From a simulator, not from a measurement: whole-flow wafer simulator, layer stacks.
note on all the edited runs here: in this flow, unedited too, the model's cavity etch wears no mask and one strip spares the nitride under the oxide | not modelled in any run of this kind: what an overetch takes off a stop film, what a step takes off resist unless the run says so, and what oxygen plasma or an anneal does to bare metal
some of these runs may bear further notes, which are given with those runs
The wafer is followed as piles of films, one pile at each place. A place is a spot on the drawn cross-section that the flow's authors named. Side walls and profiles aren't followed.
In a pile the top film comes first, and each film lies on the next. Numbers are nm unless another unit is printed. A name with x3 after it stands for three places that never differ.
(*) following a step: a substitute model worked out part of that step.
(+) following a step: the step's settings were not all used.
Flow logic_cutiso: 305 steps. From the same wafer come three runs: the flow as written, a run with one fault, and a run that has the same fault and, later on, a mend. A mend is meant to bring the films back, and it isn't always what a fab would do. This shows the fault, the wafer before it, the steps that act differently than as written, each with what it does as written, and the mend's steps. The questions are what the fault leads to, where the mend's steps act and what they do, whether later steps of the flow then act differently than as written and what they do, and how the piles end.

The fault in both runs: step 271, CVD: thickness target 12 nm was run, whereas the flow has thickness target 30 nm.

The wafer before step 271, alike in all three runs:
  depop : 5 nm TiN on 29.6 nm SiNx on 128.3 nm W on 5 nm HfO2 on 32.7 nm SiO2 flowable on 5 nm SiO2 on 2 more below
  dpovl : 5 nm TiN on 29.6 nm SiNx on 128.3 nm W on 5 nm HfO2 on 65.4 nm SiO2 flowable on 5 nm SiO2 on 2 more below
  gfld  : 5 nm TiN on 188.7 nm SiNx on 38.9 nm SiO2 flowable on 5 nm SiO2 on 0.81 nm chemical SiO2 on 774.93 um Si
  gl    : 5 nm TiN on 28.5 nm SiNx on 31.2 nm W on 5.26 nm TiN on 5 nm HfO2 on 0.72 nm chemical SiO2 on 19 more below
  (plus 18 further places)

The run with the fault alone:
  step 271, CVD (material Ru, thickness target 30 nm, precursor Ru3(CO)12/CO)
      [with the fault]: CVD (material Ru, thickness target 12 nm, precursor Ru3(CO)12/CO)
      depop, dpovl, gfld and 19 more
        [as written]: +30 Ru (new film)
        [with the fault]: +12 Ru (new film)
  Steps further on in the flow that do not act as written (1 other step is not shown; it differs only slightly, by no more than 2% or 0.5 nm, whichever is larger):
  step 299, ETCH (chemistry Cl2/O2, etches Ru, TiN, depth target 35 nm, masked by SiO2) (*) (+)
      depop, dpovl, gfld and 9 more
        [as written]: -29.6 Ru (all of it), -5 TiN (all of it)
        [with the fault]: -11.6 Ru (all of it), -5 TiN (all of it), -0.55 SiNx
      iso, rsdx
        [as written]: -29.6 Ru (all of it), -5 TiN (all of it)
        [with the fault]: -11.6 Ru (all of it), -5 TiN (all of it), -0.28 SiO2 flowable
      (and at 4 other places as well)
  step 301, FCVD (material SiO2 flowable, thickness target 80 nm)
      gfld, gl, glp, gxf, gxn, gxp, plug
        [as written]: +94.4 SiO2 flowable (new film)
        [with the fault]: +89.6 SiO2 flowable (new film)
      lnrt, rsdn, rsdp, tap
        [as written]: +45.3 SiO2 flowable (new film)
        [with the fault]: +57.6 SiO2 flowable (new film)
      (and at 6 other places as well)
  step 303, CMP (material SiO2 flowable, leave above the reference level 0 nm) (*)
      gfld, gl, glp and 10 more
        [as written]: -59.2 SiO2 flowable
        [with the fault]: -71.8 SiO2 flowable
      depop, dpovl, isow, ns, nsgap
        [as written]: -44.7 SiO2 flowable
        [with the fault]: -62.2 SiO2 flowable
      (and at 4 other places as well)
  The piles end different from the flow's at depop, dpovl, gfld and 19 more by more than 2% or 0.5 nm, whichever is larger.
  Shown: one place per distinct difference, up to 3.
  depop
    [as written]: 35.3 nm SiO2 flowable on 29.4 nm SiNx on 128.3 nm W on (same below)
    [with the fault]: 17.8 nm SiO2 flowable on 28.8 nm SiNx on 128.3 nm W on (same below)
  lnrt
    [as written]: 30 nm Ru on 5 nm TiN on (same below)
    [with the fault]: 12 nm Ru on 5 nm TiN on (same below)
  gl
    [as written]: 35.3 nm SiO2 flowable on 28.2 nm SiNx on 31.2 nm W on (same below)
    [with the fault]: 17.8 nm SiO2 flowable on 27.7 nm SiNx on 31.2 nm W on (same below)

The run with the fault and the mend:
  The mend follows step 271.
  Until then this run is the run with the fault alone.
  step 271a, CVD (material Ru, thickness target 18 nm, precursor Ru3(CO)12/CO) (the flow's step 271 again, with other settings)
      depop, dpovl, gfld and 19 more
        +18 Ru
  None of the later steps of the flow acts differently than as written at any place that is followed.
  At every place that both follow, the piles at the end match the flow's.
